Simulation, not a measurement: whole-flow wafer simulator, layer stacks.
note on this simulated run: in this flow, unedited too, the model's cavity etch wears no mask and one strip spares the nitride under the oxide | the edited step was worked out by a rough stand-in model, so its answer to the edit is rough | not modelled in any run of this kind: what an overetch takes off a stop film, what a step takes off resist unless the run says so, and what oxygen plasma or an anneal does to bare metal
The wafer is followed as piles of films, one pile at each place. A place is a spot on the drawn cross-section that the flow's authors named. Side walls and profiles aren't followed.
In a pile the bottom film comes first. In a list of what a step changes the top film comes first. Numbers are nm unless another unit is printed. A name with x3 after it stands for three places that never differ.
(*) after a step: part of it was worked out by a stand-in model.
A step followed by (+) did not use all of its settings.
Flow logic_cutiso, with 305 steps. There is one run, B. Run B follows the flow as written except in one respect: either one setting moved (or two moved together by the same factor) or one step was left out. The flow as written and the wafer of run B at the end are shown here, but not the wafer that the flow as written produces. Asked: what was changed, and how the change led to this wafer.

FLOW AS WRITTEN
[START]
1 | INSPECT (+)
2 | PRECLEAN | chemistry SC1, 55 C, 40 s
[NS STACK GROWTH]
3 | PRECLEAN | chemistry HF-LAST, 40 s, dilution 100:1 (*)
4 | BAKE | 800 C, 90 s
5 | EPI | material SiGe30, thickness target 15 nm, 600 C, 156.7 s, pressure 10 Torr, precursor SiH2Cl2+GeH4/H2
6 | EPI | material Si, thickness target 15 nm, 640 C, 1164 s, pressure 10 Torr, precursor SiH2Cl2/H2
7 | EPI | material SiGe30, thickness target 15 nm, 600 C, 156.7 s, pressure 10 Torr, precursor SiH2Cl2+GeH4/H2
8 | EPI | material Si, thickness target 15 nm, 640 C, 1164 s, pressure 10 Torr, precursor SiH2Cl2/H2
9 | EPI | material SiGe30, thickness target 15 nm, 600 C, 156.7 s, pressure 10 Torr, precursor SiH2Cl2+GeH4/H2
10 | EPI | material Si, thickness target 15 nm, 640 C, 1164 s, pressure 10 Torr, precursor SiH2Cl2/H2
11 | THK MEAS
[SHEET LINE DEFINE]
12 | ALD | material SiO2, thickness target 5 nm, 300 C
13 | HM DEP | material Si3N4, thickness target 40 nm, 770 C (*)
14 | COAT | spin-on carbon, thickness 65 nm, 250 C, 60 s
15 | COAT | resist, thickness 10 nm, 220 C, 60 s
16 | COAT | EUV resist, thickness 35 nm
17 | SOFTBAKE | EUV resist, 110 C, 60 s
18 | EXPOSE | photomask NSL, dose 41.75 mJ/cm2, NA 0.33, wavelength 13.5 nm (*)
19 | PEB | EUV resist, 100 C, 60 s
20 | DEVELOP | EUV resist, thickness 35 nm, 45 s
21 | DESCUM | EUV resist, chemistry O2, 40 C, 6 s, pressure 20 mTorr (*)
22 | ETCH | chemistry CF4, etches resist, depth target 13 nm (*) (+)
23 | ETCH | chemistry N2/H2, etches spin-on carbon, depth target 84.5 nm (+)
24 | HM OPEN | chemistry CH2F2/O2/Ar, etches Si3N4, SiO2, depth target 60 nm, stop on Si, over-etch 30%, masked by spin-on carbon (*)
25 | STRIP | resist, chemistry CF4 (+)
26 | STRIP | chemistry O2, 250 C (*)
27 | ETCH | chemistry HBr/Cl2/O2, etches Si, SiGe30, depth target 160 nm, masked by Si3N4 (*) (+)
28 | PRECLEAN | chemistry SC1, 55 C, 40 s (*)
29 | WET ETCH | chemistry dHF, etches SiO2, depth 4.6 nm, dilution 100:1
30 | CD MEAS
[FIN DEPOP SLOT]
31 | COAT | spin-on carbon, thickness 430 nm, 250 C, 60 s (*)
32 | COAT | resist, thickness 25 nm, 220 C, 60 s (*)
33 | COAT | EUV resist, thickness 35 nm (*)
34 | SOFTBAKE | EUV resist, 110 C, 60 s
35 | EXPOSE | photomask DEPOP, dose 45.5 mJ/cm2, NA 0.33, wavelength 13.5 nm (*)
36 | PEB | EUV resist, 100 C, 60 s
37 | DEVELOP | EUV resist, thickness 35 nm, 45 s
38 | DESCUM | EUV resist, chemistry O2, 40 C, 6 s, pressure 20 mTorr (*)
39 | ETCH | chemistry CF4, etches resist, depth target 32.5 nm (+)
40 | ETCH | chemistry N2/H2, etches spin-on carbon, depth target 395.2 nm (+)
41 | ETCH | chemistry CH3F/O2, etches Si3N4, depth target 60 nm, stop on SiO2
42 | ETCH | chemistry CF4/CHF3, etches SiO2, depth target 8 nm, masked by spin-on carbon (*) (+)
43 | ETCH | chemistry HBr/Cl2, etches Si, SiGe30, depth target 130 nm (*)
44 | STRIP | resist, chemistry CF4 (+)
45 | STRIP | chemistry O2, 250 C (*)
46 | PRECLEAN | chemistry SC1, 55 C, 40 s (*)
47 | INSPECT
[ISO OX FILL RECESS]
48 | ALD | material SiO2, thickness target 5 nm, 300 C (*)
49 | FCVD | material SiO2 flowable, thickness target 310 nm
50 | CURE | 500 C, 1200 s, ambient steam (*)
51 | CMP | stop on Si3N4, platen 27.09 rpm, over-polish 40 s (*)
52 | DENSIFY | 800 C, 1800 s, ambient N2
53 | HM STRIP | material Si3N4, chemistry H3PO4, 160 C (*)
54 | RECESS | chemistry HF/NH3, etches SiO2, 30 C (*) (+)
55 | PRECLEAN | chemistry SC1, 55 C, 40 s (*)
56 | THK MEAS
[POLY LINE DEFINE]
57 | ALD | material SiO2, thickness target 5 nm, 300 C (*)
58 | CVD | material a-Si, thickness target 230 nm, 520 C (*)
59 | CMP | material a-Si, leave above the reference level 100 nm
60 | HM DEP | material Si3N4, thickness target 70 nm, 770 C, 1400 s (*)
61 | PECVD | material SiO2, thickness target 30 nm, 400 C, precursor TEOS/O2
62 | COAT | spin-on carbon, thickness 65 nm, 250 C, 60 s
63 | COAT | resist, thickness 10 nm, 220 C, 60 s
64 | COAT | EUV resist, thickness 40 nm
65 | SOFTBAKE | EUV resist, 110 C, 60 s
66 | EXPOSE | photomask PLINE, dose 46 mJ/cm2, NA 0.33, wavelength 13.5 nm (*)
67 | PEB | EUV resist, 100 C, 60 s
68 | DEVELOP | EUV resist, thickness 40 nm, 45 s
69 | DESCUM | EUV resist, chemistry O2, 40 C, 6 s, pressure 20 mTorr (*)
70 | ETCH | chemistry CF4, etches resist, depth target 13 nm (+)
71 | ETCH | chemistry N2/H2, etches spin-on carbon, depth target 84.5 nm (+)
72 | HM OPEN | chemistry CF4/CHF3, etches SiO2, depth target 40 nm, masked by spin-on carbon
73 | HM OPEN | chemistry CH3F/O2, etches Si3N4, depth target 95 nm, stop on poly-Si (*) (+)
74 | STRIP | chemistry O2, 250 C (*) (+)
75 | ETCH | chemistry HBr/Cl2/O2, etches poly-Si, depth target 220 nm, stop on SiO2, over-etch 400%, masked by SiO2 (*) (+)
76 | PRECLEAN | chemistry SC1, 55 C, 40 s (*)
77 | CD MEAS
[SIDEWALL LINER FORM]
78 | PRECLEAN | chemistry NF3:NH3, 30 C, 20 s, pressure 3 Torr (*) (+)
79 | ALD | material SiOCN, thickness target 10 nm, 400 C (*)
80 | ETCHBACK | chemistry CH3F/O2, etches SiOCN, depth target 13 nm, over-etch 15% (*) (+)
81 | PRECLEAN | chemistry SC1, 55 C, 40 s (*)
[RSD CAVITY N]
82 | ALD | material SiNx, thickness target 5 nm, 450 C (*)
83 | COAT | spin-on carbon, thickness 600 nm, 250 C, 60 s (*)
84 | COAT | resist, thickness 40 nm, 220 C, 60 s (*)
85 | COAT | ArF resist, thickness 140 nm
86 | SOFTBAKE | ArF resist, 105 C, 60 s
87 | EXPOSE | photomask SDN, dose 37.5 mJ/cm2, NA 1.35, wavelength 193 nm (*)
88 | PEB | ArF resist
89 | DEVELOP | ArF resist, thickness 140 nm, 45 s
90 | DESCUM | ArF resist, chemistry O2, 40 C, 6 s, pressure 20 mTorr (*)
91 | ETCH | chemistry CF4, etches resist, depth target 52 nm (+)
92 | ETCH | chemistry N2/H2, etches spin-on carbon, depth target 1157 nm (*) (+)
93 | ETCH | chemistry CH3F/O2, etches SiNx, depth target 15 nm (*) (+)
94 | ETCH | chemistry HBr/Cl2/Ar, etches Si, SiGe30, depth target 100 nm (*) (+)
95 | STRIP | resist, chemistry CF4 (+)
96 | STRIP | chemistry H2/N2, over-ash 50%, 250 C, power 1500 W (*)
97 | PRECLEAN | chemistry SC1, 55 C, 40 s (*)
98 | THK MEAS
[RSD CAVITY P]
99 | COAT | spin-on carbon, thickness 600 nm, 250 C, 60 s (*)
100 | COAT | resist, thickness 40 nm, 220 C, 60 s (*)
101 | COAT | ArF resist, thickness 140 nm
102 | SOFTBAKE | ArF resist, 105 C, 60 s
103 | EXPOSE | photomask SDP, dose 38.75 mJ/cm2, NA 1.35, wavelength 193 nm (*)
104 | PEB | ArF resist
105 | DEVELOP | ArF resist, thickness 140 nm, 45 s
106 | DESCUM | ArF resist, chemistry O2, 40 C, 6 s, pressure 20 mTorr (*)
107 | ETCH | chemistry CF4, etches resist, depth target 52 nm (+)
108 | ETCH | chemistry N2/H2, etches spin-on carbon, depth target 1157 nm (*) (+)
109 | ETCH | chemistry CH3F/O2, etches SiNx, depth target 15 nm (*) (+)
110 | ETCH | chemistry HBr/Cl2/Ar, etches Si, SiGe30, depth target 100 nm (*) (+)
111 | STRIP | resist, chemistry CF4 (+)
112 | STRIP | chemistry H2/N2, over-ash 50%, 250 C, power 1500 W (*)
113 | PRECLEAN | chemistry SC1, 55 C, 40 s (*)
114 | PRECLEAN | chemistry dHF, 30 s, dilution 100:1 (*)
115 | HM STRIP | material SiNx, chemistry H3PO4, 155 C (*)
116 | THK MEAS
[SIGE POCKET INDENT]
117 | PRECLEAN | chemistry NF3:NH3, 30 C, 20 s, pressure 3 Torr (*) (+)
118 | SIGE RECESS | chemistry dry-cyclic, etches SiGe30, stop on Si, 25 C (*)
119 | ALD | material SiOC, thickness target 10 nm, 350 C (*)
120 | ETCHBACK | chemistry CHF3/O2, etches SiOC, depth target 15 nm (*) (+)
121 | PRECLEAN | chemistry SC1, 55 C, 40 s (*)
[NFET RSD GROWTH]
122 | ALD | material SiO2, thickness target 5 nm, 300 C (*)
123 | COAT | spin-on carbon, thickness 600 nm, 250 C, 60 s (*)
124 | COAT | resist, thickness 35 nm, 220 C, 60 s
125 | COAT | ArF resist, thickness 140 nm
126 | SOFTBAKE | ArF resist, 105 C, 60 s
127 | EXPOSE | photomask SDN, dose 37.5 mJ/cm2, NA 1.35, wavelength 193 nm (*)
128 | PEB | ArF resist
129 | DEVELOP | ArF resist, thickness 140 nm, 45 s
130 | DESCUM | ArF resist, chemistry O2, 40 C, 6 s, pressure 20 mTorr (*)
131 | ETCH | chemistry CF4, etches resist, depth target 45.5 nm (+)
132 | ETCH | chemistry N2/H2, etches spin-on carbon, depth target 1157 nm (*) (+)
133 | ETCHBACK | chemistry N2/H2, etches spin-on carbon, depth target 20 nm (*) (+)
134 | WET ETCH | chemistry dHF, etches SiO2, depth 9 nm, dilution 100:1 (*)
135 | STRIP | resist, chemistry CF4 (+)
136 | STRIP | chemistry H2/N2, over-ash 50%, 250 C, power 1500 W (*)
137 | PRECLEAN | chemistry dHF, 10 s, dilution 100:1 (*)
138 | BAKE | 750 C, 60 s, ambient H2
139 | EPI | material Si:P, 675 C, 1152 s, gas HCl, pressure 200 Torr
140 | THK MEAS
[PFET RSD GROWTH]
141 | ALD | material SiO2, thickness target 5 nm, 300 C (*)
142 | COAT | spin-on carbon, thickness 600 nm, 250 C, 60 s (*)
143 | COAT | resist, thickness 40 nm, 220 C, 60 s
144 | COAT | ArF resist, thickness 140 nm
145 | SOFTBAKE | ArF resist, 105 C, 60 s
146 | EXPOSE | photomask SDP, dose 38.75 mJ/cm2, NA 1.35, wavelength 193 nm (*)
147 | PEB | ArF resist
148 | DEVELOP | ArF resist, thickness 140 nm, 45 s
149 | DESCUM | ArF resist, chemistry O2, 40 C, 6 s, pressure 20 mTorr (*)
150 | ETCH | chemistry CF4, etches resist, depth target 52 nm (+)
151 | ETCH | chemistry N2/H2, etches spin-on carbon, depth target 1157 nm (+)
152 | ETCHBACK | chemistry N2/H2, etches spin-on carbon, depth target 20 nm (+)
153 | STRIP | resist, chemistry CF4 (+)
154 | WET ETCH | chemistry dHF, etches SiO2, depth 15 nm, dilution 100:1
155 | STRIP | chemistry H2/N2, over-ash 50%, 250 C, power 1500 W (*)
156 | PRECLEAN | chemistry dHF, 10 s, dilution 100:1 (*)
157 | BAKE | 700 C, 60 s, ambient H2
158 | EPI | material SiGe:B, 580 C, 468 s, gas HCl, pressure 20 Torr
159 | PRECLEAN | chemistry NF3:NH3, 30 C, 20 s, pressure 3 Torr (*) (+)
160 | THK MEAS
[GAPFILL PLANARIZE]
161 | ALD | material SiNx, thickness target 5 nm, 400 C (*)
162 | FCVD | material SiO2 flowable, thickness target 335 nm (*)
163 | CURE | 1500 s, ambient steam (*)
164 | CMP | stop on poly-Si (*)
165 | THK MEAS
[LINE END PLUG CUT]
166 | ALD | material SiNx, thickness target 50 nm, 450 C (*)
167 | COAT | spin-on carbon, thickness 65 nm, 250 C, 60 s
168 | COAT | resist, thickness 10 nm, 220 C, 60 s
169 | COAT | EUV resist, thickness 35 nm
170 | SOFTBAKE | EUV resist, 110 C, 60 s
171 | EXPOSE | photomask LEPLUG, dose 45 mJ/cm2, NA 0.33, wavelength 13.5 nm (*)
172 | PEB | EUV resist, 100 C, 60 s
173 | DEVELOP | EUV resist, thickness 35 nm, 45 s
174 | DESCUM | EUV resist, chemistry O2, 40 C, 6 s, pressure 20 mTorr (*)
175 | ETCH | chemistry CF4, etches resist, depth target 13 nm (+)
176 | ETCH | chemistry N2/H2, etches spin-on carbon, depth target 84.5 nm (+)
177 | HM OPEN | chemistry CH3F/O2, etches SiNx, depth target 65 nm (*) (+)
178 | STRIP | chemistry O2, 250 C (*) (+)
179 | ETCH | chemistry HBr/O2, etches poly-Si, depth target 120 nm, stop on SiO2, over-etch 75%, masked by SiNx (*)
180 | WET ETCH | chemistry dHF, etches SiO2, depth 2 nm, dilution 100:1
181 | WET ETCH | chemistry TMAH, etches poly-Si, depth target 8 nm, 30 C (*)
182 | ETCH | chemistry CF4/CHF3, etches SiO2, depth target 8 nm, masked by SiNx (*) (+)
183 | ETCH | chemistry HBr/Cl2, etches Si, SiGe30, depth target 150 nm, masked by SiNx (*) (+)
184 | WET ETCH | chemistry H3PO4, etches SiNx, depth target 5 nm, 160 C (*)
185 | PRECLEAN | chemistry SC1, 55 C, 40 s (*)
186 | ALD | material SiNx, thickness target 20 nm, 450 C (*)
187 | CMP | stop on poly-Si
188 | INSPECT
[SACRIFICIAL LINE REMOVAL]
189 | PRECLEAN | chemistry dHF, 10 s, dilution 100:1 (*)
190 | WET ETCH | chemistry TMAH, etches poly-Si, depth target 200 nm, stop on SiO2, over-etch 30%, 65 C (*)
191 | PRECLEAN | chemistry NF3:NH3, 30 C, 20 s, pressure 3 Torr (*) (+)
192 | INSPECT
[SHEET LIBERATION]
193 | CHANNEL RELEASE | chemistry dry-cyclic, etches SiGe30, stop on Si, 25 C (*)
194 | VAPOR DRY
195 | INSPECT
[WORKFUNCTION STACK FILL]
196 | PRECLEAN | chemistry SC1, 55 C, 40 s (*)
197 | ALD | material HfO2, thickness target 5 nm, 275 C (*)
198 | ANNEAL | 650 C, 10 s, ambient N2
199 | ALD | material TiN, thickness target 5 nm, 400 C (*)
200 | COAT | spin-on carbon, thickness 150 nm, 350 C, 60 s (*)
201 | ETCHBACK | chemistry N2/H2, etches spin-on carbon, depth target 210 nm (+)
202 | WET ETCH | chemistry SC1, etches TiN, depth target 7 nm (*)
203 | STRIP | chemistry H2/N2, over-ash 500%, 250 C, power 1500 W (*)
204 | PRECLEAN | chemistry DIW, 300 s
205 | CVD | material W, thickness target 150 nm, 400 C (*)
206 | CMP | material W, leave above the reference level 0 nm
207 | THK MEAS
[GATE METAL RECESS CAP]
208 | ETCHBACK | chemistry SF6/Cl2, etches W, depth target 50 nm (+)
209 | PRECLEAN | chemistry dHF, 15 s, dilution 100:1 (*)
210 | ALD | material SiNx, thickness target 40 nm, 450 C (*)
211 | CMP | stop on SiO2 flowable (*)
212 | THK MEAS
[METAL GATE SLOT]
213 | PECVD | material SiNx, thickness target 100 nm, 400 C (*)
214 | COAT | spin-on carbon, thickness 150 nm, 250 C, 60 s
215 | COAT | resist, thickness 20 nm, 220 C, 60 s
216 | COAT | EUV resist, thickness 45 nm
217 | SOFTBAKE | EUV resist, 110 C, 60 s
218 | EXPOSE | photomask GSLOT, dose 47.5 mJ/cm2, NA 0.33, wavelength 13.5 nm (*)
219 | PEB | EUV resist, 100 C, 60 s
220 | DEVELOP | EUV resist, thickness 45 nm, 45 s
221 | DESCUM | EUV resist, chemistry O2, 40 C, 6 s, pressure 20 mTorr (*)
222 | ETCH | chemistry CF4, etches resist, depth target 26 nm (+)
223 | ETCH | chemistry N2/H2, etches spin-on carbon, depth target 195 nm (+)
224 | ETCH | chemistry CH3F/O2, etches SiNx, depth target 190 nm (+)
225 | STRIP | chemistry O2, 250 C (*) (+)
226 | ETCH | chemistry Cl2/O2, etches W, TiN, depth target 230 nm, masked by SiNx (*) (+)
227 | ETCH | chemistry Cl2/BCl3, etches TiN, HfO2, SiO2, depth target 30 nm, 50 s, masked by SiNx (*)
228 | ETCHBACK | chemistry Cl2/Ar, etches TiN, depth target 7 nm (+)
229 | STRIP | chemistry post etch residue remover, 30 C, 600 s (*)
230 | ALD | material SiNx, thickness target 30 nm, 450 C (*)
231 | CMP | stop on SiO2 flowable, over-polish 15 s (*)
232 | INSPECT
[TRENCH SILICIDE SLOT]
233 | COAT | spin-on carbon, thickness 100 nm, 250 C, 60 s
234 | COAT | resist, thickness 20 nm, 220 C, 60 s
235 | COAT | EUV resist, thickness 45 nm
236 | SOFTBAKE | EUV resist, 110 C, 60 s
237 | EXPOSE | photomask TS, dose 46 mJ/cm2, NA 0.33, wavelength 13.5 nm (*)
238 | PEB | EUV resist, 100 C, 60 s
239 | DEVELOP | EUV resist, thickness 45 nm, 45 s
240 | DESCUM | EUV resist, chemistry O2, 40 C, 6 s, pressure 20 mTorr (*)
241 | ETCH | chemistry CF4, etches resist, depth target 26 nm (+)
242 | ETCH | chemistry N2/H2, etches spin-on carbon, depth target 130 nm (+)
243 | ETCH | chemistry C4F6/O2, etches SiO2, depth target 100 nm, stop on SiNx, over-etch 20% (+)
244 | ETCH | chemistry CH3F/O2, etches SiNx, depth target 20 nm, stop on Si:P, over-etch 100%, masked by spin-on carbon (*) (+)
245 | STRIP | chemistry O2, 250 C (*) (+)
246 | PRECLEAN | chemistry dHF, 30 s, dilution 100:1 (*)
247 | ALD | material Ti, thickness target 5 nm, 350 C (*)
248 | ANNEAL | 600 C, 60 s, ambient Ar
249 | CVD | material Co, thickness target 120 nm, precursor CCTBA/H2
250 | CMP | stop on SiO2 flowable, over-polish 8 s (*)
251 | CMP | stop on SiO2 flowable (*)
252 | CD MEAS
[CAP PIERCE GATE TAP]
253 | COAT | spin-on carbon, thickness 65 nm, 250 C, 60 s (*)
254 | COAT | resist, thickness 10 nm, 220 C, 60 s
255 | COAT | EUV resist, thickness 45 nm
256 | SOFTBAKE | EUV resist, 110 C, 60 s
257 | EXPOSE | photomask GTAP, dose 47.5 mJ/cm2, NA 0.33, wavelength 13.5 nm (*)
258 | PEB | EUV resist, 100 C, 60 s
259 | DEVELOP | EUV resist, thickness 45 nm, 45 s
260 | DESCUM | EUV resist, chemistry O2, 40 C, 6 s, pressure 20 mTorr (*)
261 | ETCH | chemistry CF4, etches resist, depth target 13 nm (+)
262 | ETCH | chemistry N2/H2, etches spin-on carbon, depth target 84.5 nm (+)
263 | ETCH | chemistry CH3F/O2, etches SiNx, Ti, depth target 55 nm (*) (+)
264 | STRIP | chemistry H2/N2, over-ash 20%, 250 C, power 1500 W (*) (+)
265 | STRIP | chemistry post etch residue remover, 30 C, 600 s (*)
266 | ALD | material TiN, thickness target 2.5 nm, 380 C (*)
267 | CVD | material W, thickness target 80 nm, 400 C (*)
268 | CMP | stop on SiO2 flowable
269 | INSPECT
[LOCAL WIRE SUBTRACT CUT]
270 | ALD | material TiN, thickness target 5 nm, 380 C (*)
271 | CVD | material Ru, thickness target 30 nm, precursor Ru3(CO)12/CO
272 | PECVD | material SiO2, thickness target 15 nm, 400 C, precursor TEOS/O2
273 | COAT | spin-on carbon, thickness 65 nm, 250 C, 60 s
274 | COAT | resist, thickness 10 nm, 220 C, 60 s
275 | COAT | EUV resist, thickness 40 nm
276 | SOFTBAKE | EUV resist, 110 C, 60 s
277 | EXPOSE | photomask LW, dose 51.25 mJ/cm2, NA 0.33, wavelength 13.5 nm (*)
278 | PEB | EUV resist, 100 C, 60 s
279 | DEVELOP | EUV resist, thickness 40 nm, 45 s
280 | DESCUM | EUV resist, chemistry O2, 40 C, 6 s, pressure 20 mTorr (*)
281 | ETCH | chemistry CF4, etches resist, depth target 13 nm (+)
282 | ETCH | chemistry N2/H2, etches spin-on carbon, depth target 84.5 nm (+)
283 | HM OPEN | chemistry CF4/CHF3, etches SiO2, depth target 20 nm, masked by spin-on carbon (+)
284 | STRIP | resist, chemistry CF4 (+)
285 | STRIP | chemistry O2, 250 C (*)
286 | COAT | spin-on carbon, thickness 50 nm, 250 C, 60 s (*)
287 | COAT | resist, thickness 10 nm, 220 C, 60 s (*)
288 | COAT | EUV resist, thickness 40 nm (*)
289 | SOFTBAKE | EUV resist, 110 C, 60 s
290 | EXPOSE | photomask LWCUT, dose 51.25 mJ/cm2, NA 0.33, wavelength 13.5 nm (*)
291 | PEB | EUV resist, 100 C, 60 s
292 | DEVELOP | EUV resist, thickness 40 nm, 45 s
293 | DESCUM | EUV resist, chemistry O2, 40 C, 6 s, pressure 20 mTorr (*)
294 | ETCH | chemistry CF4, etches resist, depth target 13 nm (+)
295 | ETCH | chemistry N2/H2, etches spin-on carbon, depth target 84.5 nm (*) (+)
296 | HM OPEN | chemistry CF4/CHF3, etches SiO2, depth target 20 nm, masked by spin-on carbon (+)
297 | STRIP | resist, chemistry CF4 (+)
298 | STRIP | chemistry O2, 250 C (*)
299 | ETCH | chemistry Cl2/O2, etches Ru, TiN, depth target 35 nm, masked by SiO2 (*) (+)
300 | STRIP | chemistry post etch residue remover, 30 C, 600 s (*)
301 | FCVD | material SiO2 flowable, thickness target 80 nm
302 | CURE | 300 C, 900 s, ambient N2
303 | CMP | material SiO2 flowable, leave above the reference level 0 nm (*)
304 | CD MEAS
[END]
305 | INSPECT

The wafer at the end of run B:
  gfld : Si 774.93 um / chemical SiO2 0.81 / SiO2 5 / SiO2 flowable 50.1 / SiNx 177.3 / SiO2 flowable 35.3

The reason: step 227, ETCH: depth target 18.8 nm was run, though the flow has depth target 30 nm.

Step by step, how the change led to this:
  227 | ETCH | chemistry Cl2/BCl3, etches TiN, HfO2, SiO2, depth target 30 nm, 50 s, masked by SiNx (*)
      gfld: HfO2 loses 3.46 (all of it), SiO2 flowable loses 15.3 (in the flow as written it would be: HfO2 loses 3.46 (all of it), SiO2 flowable loses 26.5)
  230 | ALD | material SiNx, thickness target 30 nm, 450 C (*)
      gfld: SiNx gains 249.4 (new film) (in the flow as written it would be: SiNx gains 260.6 (new film))
